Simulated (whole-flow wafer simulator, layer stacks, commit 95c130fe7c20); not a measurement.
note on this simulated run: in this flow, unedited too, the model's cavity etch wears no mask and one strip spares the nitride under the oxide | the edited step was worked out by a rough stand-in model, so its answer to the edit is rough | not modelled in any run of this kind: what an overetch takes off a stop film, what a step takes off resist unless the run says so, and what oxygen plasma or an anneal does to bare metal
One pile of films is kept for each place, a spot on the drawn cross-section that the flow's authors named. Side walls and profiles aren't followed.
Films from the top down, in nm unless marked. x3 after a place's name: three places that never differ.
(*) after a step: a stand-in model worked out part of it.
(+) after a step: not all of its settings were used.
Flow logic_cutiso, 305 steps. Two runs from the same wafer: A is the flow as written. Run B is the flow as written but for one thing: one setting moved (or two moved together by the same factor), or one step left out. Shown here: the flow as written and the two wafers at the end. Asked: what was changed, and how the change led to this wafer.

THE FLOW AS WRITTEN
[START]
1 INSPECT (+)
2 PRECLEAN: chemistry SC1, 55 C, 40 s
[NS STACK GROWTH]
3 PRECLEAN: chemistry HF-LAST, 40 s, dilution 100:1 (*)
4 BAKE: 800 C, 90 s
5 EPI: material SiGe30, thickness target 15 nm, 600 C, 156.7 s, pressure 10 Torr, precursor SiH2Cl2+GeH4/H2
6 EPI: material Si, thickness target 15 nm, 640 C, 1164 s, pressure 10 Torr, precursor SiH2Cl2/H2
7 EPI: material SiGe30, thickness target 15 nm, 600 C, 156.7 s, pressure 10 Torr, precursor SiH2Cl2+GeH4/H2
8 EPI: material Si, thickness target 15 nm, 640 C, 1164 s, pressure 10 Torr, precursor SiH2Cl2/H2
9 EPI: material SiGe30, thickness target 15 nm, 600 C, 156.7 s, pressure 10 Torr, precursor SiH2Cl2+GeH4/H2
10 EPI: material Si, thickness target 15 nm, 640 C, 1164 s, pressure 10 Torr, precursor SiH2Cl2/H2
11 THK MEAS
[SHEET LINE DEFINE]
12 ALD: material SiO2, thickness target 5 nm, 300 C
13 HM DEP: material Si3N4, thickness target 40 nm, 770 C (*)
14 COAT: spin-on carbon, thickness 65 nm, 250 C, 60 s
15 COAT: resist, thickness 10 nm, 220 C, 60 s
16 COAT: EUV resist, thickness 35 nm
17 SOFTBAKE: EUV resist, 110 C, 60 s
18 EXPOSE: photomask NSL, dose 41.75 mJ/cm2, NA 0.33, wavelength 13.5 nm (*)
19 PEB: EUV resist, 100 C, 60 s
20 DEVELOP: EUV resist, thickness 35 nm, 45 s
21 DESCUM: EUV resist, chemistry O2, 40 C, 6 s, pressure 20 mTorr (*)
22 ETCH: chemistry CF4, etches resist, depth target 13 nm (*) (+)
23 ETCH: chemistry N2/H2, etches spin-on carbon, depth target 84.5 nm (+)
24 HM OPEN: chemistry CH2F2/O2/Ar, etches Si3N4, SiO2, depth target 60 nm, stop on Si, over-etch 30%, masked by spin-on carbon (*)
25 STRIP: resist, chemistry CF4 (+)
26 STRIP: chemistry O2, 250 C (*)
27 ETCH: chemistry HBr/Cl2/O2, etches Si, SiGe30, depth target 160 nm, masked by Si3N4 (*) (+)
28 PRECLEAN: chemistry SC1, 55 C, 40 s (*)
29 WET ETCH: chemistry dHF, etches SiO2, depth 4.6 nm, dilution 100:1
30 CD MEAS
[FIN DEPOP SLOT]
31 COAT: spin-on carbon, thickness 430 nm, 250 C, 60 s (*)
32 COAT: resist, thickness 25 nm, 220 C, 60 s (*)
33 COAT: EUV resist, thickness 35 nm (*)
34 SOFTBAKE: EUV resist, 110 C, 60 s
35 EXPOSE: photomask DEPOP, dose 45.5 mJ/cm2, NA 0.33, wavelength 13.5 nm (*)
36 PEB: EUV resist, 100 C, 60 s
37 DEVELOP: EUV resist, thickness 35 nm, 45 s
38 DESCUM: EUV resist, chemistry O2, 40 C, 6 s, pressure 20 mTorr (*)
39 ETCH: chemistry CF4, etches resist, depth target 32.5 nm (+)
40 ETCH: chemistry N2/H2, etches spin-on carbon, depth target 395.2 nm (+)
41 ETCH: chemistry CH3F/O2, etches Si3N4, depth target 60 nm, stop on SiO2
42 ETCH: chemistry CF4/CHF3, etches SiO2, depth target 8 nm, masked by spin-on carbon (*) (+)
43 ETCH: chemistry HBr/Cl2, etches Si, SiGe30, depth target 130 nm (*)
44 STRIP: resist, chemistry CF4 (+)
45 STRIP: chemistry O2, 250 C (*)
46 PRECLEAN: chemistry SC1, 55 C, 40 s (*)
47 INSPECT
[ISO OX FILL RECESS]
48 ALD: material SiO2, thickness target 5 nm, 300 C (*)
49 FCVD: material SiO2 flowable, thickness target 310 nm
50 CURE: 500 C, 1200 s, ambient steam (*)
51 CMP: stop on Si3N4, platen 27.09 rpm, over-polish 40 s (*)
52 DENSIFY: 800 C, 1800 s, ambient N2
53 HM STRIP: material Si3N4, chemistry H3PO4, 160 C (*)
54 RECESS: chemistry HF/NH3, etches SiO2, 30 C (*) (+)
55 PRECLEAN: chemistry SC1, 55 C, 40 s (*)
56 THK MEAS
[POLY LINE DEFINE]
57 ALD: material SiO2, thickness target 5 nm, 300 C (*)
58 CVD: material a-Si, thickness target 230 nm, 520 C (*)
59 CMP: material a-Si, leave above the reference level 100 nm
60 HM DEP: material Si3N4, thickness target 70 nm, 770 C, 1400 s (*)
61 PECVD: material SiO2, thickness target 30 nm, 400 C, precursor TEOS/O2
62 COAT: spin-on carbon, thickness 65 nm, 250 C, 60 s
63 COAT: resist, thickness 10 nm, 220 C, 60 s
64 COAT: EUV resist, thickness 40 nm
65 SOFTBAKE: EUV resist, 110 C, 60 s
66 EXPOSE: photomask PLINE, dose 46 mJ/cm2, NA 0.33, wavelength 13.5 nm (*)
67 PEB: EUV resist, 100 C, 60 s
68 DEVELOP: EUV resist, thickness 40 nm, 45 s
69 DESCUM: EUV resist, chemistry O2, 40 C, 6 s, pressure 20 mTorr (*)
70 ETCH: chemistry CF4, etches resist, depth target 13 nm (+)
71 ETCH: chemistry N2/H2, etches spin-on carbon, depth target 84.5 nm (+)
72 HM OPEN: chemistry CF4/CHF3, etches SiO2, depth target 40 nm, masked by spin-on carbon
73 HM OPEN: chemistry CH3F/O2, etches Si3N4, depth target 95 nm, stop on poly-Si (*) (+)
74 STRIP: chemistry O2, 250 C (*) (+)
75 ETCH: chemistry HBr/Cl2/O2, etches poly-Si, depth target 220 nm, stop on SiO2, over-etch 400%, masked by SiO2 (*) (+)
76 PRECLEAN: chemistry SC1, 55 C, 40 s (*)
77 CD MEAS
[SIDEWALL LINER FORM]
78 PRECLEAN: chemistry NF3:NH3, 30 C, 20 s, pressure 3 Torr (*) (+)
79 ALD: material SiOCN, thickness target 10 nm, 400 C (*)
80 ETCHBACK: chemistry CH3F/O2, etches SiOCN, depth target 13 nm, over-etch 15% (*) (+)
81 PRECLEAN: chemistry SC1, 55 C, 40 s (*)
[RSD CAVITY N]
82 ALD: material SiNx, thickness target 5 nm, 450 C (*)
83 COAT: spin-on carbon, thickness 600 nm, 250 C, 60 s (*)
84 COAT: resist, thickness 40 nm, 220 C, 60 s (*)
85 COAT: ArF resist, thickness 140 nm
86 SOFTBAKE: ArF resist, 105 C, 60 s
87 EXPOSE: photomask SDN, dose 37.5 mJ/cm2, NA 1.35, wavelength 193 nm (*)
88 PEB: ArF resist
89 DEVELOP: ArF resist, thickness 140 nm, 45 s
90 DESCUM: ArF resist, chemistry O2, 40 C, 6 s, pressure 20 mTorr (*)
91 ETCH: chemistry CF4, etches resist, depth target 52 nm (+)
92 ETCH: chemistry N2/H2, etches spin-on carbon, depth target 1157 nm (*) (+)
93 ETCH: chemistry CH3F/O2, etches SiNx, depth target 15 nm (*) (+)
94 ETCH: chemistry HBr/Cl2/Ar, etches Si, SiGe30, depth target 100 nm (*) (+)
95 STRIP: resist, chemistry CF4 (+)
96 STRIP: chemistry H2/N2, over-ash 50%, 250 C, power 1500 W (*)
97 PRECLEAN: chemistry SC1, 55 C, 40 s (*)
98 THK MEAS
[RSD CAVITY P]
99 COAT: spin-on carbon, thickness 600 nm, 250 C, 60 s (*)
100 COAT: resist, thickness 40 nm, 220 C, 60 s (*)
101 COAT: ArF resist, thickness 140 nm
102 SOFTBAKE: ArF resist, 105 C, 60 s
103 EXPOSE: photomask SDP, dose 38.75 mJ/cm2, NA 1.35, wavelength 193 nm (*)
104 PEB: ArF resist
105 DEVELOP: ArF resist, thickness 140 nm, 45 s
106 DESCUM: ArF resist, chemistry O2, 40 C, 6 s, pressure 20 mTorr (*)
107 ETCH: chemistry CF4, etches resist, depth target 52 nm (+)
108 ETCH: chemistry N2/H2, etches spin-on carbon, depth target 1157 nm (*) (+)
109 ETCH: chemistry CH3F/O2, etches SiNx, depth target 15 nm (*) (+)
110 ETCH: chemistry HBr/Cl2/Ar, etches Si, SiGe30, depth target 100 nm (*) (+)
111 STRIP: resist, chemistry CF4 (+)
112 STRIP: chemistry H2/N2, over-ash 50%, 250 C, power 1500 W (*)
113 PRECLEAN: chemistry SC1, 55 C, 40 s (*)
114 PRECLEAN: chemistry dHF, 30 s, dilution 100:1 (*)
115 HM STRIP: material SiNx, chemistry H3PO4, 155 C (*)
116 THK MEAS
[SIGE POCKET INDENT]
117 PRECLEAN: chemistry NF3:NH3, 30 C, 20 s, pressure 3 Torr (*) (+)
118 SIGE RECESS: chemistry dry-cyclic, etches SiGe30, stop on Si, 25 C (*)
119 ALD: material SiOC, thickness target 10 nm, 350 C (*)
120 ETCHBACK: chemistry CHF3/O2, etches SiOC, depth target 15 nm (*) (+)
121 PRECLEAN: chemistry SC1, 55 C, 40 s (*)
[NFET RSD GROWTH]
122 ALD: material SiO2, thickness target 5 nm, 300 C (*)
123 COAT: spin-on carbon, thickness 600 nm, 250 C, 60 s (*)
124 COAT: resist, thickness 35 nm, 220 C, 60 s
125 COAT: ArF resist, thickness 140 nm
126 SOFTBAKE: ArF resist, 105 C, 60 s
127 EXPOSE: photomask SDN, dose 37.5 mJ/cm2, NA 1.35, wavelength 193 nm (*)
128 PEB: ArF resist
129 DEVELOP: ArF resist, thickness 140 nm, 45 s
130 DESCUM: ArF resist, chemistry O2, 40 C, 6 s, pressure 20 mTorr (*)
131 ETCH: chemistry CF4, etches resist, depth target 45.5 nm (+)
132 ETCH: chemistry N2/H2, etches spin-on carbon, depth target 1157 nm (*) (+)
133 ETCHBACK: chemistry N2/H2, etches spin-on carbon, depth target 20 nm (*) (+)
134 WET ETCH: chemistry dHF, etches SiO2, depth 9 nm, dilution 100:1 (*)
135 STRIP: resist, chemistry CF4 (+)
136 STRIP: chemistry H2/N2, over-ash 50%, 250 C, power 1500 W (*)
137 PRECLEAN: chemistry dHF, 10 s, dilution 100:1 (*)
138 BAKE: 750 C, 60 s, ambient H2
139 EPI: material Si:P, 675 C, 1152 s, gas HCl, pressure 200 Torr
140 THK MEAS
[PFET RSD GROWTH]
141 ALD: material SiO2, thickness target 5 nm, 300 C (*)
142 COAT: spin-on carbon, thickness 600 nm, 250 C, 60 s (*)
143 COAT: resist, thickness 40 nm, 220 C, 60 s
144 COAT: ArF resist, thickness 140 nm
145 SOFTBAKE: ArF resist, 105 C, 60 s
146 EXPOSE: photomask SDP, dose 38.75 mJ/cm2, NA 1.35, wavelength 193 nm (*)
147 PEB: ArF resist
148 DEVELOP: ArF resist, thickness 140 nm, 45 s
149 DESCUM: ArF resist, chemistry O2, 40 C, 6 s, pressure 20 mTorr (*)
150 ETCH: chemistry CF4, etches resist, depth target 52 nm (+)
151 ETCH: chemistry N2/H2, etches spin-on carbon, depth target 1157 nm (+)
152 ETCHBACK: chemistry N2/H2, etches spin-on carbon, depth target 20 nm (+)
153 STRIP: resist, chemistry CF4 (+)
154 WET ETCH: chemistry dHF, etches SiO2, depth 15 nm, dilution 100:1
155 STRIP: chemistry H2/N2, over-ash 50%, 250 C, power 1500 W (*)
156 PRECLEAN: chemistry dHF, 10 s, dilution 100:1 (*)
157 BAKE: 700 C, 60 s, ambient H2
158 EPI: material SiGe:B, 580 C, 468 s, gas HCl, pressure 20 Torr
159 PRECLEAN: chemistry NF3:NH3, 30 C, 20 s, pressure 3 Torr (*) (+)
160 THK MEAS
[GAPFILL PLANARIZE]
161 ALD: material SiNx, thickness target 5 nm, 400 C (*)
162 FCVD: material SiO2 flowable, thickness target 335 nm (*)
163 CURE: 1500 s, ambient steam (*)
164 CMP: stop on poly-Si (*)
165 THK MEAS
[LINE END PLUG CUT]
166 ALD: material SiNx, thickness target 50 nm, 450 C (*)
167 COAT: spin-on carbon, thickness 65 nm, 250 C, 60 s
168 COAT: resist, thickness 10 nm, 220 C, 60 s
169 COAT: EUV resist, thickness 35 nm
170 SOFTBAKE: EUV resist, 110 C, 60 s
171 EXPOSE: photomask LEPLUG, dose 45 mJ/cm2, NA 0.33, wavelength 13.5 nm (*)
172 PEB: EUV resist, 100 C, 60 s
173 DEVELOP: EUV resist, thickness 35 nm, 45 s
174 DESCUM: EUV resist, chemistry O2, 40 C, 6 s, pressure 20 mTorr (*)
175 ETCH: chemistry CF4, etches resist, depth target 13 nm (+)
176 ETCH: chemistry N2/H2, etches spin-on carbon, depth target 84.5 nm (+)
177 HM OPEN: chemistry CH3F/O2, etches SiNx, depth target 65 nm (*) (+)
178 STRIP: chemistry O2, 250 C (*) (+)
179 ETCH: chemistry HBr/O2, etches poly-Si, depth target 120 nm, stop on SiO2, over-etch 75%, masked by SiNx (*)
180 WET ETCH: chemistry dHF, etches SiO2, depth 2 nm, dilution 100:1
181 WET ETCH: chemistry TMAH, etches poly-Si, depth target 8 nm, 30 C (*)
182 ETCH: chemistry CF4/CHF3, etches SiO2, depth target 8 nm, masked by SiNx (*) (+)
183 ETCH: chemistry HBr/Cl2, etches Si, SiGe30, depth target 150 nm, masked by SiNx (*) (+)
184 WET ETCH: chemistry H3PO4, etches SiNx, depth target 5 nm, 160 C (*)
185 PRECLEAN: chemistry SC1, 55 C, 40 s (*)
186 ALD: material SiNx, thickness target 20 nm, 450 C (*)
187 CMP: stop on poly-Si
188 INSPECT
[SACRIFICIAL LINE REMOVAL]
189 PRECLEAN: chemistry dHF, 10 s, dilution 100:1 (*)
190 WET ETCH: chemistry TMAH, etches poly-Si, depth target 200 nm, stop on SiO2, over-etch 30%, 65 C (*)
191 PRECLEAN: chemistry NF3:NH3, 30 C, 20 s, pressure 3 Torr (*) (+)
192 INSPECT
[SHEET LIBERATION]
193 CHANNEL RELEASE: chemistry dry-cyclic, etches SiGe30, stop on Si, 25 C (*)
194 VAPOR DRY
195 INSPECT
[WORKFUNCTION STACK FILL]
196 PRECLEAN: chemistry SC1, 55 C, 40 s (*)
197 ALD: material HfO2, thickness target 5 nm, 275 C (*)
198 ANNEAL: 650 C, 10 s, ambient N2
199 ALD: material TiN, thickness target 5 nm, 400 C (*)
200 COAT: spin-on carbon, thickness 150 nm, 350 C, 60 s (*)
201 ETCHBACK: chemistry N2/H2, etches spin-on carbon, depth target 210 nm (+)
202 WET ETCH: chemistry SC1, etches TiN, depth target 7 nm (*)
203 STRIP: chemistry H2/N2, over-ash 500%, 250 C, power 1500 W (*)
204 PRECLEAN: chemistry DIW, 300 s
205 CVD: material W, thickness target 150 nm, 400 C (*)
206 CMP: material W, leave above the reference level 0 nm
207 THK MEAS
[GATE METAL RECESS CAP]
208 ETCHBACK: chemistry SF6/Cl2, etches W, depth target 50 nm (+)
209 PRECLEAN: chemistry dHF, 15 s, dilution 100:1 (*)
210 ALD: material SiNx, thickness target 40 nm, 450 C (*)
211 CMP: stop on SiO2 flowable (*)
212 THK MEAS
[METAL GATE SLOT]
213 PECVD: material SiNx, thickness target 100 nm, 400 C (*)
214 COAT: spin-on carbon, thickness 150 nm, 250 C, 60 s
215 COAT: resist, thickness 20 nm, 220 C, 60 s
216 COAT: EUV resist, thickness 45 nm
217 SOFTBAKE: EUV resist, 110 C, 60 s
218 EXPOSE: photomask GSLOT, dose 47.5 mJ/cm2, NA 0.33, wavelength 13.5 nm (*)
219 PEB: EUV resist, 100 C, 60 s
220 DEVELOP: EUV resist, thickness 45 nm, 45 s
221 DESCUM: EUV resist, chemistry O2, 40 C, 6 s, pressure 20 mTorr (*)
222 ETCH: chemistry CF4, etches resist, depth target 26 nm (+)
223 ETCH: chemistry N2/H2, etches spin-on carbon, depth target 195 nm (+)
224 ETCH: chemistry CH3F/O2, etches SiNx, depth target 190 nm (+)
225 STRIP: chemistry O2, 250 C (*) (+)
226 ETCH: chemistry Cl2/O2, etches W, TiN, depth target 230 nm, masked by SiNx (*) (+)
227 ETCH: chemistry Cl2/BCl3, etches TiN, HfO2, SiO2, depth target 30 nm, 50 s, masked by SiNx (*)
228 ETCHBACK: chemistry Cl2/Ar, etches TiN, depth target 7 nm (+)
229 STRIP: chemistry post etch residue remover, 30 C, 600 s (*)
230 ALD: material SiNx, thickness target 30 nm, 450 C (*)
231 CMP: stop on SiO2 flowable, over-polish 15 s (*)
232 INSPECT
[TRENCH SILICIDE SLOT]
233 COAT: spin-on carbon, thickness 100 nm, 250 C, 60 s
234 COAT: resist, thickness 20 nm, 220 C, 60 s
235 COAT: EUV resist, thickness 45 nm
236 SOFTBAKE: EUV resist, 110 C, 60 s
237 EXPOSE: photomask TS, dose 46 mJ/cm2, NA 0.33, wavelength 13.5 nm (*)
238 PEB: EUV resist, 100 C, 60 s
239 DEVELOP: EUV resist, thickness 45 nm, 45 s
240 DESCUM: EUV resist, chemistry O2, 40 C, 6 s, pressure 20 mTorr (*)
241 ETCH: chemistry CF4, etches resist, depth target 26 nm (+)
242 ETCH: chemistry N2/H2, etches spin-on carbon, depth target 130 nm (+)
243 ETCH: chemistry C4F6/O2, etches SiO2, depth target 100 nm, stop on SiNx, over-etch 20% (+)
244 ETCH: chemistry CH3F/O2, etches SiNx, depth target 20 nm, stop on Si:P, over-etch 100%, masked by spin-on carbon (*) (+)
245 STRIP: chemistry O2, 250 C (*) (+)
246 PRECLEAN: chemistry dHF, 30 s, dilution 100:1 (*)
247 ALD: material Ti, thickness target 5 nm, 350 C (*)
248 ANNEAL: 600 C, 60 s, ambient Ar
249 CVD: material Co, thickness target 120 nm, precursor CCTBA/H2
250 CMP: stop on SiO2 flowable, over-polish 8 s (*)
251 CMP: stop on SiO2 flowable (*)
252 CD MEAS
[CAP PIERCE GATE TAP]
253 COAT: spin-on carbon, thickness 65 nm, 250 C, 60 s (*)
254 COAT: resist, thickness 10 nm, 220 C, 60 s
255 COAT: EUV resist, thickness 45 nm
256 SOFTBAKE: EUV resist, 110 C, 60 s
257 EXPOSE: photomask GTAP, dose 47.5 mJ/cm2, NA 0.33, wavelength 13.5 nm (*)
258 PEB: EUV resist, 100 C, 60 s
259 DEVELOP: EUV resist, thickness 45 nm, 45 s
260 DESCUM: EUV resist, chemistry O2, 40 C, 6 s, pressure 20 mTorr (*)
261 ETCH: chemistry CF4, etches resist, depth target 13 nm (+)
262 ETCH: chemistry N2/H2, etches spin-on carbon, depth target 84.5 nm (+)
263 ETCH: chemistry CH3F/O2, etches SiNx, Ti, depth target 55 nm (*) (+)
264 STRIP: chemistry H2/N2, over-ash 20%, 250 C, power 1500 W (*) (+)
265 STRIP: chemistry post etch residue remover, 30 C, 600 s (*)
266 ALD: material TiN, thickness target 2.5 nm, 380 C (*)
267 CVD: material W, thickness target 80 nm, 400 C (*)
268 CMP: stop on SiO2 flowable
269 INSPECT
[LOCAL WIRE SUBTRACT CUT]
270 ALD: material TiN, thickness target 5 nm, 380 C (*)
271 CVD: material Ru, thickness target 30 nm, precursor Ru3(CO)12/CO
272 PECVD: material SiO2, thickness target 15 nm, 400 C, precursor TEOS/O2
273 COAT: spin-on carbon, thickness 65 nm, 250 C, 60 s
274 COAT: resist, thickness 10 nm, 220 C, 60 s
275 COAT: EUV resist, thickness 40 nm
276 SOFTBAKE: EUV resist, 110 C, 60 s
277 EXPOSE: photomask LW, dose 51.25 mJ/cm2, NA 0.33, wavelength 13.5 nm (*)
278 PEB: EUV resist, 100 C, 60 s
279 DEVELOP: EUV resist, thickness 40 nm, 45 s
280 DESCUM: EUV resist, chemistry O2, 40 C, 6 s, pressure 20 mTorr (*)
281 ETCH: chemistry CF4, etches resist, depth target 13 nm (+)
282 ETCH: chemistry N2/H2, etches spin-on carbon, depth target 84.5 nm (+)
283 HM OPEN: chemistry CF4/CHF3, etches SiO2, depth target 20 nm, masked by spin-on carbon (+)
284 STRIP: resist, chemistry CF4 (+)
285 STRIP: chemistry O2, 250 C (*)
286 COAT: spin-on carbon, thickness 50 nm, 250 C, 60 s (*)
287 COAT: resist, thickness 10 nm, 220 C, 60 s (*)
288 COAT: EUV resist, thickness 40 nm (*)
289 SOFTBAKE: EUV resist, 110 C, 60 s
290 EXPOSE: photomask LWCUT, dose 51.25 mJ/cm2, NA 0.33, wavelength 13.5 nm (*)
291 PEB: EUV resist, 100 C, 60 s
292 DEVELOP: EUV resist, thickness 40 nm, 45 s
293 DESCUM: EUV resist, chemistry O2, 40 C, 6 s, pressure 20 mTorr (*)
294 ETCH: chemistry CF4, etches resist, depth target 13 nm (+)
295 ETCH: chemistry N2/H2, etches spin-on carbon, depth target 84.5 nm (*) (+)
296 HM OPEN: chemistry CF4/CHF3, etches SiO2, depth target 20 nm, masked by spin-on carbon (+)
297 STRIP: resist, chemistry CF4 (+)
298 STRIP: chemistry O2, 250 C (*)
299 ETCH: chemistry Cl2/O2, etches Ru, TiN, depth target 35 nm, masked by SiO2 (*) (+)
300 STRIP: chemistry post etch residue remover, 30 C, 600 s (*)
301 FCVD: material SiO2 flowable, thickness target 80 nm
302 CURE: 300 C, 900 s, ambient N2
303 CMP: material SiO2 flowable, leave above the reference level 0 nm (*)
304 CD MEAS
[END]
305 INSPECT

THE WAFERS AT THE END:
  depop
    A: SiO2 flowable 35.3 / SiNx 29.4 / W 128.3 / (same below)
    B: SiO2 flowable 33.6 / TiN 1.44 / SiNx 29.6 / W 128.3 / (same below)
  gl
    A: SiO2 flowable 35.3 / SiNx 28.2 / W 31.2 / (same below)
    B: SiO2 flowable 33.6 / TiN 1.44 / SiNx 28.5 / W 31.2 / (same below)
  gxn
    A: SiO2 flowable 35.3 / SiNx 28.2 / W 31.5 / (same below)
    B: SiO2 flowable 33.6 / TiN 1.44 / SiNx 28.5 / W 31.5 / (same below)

The cause: step 299, ETCH: depth target 33.2 nm was run, where the flow has depth target 35 nm.

How the change led to this, step by step:
  299 ETCH: chemistry Cl2/O2, etches Ru, TiN, depth target 35 nm, masked by SiO2 (*) (+)
      depop, dpovl, gfld and 14 more: A Ru -29.6 (all of it), TiN -5 (all of it) | B Ru -29.6 (all of it), TiN -3.56
      rsdw: A Ru -29.6 (all of it), TiN -5 (all of it) | B Ru -29.6 (all of it), TiN -3.55
  301 FCVD: material SiO2 flowable, thickness target 80 nm
      iso, rsdx: A SiO2 flowable +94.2 | B SiO2 flowable +93.8 (new film)
      lnrt, rsdn, rsdp, tap: A SiO2 flowable +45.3 (new film) | B SiO2 flowable +46.4 (new film)
  303 CMP: material SiO2 flowable, leave above the reference level 0 nm (*)
      depop, dpovl, isow, ns, nsgap: A SiO2 flowable -44.7 | B SiO2 flowable -46.4
      lnrt, rsdn, rsdp, tap: A SiO2 flowable -45.3 (all of it), SiO2 -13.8 (all of it) | B SiO2 flowable -46.4 (all of it), SiO2 -13.9 (all of it)
Counting metal films that touch as one body, depop has 2 bodies (between them, from the top down: SiNx 29.6); the flow as written gives 1 body.
Counting metal films that touch as one body, gl has 5 bodies (between them, from the top down: SiNx 28.5; HfO2 5 / chemical SiO2 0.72 / Si 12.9 / chemical SiO2 0.8 / HfO2 5; HfO2 5 / chemical SiO2 0.8 / Si 13.9 / chemical SiO2 0.8 / HfO2 5; HfO2 5 / chemical SiO2 0.8 / Si 13.9 / chemical SiO2 0.8 / HfO2 5); the flow as written gives 4 bodies (between them, from the top down: HfO2 5 / chemical SiO2 0.72 / Si 12.9 / chemical SiO2 0.8 / HfO2 5; HfO2 5 / chemical SiO2 0.8 / Si 13.9 / chemical SiO2 0.8 / HfO2 5; HfO2 5 / chemical SiO2 0.8 / Si 13.9 / chemical SiO2 0.8 / HfO2 5).
Counting metal films that touch as one body, gxn has 5 bodies (between them, from the top down: SiNx 28.5; HfO2 5 / chemical SiO2 0.72 / Si 12.9 / chemical SiO2 0.8 / HfO2 5; HfO2 5 / chemical SiO2 0.8 / Si 13.9 / chemical SiO2 0.8 / HfO2 5; HfO2 5 / chemical SiO2 0.8 / Si 13.9 / chemical SiO2 0.8 / HfO2 5); the flow as written gives 4 bodies (between them, from the top down: HfO2 5 / chemical SiO2 0.72 / Si 12.9 / chemical SiO2 0.8 / HfO2 5; HfO2 5 / chemical SiO2 0.8 / Si 13.9 / chemical SiO2 0.8 / HfO2 5; HfO2 5 / chemical SiO2 0.8 / Si 13.9 / chemical SiO2 0.8 / HfO2 5).
